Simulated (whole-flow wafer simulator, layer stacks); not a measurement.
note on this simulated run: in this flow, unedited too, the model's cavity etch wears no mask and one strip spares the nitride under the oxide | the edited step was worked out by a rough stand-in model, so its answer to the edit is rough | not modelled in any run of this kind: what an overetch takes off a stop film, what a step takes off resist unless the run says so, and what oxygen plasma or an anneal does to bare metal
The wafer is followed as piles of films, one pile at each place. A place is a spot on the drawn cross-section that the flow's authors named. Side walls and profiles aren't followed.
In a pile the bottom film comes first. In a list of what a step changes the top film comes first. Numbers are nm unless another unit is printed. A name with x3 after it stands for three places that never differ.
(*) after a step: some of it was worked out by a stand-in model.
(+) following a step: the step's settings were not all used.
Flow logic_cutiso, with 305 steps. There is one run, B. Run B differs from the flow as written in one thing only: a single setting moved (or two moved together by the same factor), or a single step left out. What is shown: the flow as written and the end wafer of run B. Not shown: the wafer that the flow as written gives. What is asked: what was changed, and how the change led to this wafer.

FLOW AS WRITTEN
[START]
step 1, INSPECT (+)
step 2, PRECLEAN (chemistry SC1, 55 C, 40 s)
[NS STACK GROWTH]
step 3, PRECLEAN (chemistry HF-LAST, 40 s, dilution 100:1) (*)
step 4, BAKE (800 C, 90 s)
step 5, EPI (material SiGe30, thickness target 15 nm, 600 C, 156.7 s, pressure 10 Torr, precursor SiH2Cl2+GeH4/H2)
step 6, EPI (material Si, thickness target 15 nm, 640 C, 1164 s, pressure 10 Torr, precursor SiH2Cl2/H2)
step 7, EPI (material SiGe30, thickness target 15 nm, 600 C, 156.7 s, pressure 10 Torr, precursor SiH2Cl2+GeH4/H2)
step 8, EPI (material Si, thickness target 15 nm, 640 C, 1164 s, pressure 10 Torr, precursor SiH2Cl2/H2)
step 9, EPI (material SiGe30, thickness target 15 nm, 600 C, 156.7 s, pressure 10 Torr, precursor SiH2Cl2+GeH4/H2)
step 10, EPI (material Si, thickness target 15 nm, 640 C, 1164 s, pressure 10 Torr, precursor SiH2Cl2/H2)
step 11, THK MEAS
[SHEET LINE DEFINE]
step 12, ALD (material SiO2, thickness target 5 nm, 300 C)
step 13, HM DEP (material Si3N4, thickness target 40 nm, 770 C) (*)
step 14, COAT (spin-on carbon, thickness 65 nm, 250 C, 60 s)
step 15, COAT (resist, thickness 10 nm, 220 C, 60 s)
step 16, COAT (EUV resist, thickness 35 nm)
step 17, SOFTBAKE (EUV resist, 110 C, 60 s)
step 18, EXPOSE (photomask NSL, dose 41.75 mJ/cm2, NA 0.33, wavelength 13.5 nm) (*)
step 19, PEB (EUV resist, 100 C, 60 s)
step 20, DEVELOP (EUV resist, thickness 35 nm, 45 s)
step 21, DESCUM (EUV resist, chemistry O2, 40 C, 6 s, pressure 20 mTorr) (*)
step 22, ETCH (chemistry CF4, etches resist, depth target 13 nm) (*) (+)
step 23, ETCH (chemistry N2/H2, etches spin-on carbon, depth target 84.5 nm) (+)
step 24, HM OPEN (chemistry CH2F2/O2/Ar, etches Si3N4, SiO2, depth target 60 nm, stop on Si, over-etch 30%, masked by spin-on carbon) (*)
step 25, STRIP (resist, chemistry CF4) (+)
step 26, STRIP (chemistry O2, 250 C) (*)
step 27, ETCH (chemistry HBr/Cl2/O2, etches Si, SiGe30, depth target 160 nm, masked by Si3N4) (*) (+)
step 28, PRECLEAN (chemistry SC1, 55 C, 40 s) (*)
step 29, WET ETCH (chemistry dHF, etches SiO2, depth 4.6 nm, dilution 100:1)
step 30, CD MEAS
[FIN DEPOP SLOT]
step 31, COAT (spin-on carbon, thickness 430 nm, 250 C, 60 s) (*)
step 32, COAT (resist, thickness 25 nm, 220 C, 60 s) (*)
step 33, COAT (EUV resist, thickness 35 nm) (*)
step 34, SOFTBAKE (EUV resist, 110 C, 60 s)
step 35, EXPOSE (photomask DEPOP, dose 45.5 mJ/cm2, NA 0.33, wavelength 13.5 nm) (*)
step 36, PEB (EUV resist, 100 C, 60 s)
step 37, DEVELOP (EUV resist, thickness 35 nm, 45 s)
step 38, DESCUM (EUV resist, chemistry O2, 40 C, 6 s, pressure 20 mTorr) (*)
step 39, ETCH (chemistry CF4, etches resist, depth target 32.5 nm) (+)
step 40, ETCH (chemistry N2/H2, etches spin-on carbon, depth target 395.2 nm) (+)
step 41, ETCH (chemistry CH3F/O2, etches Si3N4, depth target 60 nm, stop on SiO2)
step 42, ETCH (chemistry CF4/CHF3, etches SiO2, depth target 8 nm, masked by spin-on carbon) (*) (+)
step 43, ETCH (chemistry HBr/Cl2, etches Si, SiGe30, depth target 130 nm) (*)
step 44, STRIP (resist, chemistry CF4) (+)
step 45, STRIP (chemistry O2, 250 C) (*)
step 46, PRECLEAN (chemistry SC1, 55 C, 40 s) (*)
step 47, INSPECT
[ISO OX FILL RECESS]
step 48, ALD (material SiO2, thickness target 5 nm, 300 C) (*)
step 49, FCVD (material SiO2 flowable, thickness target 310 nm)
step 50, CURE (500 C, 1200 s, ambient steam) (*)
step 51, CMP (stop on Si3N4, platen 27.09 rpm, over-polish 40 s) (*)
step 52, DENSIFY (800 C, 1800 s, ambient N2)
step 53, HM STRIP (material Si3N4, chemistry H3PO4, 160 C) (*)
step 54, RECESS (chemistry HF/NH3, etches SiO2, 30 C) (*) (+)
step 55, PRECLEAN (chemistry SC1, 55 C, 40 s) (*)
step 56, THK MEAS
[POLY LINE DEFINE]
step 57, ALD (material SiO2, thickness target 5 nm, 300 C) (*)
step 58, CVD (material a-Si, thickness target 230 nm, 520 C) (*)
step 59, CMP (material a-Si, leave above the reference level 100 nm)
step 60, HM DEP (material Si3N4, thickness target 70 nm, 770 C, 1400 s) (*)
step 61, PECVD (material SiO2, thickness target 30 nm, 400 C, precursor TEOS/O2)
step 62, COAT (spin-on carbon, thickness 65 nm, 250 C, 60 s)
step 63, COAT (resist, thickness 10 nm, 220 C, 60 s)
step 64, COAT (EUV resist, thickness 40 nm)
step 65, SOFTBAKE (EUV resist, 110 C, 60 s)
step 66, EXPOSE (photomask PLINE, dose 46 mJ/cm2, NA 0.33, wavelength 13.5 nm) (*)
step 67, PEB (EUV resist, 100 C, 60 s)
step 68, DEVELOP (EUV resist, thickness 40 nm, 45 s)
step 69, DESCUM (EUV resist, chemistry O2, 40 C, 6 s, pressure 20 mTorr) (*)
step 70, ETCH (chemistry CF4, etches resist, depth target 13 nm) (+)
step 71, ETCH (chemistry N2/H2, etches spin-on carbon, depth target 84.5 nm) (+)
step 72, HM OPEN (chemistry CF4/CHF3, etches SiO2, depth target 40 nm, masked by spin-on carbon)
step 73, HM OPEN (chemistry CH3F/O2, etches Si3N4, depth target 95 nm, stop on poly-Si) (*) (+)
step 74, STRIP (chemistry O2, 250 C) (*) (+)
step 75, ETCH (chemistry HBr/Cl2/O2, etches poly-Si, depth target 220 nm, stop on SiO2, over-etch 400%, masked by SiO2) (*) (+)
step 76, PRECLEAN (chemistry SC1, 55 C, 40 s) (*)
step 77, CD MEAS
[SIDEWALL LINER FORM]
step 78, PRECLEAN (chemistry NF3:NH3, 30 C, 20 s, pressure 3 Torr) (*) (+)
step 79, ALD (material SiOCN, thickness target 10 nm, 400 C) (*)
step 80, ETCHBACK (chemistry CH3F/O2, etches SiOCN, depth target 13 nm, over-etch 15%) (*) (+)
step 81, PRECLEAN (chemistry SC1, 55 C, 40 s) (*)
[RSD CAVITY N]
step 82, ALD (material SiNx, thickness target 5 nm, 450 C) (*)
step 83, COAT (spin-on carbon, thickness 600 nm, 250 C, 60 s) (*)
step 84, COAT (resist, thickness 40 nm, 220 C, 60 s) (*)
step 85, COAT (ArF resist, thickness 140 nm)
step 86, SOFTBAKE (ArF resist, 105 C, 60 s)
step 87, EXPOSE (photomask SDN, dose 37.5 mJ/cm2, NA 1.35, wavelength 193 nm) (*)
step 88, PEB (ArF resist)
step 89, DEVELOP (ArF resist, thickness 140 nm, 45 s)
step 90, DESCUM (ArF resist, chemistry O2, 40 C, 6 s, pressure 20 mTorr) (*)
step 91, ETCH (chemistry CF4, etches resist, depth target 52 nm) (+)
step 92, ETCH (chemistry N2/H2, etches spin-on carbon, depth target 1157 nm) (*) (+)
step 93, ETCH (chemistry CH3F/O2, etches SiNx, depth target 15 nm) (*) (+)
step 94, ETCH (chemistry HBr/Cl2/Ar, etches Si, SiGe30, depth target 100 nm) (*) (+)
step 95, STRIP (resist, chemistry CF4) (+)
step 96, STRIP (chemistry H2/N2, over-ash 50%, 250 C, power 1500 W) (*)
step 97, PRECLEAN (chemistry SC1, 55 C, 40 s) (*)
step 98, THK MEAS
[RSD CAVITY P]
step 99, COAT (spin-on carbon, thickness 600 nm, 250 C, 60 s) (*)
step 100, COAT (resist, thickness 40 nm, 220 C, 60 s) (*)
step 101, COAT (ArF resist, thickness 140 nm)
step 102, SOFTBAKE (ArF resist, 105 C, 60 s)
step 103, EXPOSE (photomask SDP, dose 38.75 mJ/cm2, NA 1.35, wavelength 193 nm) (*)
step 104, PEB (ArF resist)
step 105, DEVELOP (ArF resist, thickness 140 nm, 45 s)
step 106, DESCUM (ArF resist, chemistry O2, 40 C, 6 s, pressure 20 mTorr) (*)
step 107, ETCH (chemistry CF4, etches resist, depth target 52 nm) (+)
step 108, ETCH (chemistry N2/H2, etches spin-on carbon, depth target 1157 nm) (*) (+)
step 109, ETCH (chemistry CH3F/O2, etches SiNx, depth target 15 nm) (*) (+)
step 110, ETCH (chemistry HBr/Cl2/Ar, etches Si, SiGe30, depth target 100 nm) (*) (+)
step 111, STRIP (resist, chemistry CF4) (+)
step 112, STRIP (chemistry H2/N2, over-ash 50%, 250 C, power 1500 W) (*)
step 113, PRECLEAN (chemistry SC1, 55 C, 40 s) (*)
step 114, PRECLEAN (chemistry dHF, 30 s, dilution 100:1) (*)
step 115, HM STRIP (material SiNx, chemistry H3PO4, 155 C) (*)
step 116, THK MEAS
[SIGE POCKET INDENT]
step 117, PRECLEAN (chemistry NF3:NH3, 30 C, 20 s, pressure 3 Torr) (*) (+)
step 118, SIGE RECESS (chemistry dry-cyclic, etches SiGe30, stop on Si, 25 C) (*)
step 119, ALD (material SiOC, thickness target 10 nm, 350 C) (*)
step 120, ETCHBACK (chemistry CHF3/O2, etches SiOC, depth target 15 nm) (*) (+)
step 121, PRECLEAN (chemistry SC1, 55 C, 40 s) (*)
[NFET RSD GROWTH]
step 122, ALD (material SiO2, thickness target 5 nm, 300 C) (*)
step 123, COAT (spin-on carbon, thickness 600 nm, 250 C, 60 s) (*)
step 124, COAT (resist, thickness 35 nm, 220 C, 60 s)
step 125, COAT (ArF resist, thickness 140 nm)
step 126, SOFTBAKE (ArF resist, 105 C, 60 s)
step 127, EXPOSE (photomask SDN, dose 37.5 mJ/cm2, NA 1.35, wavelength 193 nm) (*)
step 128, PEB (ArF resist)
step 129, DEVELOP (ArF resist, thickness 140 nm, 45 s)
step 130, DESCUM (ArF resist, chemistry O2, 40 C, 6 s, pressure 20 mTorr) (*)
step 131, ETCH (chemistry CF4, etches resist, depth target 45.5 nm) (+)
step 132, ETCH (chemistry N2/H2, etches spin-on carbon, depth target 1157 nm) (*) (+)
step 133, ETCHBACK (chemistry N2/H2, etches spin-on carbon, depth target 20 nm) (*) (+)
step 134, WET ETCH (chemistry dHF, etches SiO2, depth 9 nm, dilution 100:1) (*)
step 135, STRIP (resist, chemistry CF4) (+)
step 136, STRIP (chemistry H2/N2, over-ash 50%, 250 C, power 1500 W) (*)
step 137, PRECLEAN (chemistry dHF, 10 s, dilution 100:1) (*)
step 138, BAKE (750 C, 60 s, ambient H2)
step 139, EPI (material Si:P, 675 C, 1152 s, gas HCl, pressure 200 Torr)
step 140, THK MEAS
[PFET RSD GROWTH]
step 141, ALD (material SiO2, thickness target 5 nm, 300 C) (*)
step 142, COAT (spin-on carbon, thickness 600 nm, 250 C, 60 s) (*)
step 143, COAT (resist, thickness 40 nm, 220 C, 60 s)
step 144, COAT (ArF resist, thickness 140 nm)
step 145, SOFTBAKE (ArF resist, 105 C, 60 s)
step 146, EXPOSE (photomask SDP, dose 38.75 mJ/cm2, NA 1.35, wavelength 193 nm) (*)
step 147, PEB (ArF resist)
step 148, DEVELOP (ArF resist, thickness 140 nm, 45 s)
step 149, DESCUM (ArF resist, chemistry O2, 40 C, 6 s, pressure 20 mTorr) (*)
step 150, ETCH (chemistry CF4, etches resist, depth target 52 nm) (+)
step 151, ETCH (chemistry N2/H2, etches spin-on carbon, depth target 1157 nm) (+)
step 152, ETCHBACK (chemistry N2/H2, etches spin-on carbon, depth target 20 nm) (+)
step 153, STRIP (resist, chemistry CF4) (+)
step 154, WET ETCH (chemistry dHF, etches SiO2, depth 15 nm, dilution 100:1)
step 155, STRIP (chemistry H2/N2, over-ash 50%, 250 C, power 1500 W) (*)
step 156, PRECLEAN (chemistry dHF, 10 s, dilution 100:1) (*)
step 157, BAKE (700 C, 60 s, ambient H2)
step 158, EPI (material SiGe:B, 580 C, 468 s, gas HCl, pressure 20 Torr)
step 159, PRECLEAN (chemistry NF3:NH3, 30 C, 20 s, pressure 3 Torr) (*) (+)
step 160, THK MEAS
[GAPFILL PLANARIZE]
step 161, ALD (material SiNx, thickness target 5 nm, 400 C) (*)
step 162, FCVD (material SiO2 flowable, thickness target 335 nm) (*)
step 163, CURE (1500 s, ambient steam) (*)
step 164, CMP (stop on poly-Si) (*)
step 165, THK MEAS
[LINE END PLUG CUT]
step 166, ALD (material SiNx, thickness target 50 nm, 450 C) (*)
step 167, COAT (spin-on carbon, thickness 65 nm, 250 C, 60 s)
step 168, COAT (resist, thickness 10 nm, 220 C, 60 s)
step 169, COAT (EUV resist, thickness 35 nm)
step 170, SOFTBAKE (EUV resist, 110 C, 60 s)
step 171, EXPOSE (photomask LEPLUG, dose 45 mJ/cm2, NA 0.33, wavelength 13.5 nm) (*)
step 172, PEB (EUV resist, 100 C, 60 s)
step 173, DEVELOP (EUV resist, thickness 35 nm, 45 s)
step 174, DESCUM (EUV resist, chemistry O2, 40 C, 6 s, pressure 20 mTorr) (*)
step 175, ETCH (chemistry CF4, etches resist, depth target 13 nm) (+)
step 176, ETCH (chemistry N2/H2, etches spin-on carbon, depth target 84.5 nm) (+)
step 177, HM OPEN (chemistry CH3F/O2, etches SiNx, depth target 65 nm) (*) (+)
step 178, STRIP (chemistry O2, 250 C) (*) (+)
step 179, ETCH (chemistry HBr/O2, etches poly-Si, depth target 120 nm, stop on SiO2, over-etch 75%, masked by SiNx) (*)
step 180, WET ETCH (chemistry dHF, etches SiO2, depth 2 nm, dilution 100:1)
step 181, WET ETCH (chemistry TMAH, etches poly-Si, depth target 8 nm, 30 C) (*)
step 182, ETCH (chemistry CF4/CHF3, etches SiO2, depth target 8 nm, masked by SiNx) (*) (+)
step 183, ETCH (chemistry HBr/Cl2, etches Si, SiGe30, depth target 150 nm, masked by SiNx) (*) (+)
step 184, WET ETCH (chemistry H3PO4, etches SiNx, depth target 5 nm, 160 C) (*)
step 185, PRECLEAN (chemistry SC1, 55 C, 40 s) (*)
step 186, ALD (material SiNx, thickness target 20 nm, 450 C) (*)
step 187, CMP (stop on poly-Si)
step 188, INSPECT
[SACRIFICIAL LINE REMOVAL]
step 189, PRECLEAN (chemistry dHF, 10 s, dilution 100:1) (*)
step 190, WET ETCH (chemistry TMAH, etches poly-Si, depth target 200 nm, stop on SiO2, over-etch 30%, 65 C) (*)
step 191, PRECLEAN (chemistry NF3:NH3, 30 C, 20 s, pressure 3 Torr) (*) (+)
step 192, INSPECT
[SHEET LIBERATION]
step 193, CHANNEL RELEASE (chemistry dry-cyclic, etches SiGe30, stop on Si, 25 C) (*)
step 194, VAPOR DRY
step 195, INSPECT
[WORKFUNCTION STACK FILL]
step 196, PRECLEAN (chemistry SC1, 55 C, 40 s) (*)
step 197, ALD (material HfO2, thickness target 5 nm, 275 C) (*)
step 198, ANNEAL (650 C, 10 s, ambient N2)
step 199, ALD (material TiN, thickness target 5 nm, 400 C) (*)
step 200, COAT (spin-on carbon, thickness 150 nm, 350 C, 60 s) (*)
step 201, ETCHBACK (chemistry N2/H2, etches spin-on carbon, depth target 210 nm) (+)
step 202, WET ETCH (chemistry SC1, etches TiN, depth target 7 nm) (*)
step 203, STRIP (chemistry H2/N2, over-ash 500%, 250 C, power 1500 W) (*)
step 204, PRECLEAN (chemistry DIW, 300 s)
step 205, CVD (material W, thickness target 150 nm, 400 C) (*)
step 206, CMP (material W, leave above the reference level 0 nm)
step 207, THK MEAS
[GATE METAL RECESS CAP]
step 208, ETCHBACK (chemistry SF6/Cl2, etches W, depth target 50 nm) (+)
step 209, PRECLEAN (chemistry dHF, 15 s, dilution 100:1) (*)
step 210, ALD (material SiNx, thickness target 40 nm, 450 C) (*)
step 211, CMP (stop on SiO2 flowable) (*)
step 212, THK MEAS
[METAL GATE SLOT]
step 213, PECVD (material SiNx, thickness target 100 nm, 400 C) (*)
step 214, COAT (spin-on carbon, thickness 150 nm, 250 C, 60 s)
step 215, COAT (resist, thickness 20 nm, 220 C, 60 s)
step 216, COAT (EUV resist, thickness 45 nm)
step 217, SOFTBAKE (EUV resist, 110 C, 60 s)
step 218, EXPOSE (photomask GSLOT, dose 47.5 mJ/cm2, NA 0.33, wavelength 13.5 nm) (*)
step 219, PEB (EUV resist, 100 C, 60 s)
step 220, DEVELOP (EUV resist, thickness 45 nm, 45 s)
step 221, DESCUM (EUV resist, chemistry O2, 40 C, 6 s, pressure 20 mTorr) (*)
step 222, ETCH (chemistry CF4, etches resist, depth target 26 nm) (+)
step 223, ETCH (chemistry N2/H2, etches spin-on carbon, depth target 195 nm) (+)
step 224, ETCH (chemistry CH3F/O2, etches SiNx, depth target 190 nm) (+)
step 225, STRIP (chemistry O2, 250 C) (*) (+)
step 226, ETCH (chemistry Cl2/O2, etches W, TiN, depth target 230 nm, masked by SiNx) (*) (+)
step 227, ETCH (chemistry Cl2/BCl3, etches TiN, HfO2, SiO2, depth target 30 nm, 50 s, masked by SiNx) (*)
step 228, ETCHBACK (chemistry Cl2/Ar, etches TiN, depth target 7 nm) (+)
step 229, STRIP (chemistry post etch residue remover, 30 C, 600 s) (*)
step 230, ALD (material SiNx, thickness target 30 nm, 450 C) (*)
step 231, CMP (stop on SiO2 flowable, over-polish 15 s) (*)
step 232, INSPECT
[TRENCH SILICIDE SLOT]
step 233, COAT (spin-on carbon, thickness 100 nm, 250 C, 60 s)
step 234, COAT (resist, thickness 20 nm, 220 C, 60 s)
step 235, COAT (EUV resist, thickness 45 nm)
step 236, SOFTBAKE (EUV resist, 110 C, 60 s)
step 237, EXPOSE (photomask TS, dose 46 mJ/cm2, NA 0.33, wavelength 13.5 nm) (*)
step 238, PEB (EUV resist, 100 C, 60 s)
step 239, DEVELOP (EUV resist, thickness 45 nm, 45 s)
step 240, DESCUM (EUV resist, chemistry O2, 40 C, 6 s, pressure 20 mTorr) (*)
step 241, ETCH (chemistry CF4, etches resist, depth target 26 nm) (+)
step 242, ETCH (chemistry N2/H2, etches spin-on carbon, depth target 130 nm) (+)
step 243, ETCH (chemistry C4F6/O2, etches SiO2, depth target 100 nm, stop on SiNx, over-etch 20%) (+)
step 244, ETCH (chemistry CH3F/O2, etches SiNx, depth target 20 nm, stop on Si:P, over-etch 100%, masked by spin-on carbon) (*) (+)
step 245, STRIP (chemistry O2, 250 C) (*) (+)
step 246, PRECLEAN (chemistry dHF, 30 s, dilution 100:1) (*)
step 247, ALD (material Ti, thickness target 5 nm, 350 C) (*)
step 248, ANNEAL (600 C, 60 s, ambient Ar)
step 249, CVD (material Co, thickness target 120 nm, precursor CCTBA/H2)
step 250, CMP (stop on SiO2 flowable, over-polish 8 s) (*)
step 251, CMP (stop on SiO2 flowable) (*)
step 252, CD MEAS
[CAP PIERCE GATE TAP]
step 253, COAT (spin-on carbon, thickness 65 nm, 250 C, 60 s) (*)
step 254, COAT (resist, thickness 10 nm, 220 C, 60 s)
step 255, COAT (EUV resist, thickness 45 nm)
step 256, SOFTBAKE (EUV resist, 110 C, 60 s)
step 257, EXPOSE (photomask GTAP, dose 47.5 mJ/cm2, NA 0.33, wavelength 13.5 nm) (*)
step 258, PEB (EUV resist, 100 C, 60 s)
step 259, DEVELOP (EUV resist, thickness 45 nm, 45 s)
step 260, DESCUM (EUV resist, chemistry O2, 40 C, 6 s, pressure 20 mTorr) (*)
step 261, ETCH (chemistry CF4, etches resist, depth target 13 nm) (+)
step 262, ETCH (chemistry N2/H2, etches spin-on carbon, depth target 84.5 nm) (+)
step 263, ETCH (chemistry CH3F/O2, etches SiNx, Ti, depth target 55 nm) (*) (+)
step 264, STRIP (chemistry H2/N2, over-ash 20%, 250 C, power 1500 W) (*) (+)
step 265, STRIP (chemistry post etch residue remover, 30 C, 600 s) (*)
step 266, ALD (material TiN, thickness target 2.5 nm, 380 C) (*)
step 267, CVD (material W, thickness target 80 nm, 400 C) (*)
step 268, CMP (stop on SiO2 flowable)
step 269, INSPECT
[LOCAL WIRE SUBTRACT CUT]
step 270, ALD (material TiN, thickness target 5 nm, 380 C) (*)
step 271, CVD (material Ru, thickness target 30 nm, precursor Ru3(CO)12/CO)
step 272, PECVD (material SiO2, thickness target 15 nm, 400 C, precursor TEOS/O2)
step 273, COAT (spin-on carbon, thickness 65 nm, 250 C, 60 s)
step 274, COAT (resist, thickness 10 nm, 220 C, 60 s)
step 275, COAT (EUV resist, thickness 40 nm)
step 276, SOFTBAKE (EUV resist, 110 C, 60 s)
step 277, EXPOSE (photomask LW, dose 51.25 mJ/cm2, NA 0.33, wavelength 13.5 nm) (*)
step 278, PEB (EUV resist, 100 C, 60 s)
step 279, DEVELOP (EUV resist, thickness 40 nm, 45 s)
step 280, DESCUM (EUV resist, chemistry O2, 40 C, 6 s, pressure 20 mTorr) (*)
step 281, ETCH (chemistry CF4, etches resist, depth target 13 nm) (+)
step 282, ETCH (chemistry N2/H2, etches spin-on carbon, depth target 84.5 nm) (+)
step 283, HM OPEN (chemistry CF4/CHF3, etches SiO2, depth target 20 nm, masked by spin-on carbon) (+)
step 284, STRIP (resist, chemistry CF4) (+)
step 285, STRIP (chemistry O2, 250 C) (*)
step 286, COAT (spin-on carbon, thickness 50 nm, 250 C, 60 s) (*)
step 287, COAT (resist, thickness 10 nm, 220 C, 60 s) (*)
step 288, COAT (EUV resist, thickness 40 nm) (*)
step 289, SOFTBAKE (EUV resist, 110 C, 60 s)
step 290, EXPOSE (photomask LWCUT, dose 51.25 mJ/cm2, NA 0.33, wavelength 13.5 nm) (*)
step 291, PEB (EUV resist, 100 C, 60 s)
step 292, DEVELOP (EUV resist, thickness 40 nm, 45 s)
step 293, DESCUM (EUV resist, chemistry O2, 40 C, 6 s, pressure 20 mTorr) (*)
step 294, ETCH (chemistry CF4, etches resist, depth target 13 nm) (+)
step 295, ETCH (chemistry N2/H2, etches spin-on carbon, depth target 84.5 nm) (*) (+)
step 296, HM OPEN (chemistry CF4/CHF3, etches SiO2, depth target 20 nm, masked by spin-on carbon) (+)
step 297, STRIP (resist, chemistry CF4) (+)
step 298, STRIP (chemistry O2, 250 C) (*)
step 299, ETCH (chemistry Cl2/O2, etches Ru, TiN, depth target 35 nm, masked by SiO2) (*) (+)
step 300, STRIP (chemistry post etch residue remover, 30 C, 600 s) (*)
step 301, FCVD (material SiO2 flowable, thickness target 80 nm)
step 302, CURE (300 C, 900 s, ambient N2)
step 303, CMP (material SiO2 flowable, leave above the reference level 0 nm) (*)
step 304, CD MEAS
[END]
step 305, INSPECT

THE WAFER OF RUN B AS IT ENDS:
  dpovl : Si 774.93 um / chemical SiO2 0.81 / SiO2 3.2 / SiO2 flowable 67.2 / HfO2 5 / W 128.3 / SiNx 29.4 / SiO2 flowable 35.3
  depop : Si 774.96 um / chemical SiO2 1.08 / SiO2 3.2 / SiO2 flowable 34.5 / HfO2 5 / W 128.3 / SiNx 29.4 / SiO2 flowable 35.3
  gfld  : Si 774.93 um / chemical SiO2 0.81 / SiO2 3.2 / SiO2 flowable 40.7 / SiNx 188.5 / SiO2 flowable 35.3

The reason: step 48, ALD: thickness target 3.2 nm was run, whereas the flow has thickness target 5 nm.
One can read it off the wafer: dpovl has SiO2 3.2, and step 48 as written asks for 5 nm.

How this came from the change, step by step:
  step 48, ALD (material SiO2, thickness target 5 nm, 300 C) (*)
      depop, dpovl, gfld and 19 more: SiO2 gains 3.2 (new film) (in the flow as written it would be: SiO2 gains 5 (new film))
  step 49, FCVD (material SiO2 flowable, thickness target 310 nm)
      depop: SiO2 flowable gains 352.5 (new film) (in the flow as written it would be: SiO2 flowable gains 359.9 (new film))
      ns: SiO2 flowable gains 194 (new film) (in the flow as written it would be: SiO2 flowable gains 201.3 (new film))
  step 51, CMP (stop on Si3N4, platen 27.09 rpm, over-polish 40 s) (*)
      gxn, gxp: SiO2 flowable loses 252.1 (all of it), SiO2 loses 3.2 (all of it), Si3N4 loses 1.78 (in the flow as written it would be: SiO2 flowable loses 253 (all of it), SiO2 loses 5 (all of it), Si3N4 loses 1.78)
      lnrt, tap: SiO2 flowable loses 253.3 (all of it), SiO2 loses 3.2 (all of it), Si3N4 loses 1.78 (in the flow as written it would be: SiO2 flowable loses 254.2 (all of it), SiO2 loses 5 (all of it), Si3N4 loses 1.78)
      (and at 14 other places as well)
  step 197, ALD (material HfO2, thickness target 5 nm, 275 C) (*)
      gxf: HfO2 gains 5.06 (new film) (in the flow as written it would be: HfO2 gains 7.7 (new film))
  step 199, ALD (material TiN, thickness target 5 nm, 400 C) (*)
      gxf: TiN gains 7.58 (new film) (in the flow as written it would be: TiN gains 5 (new film))
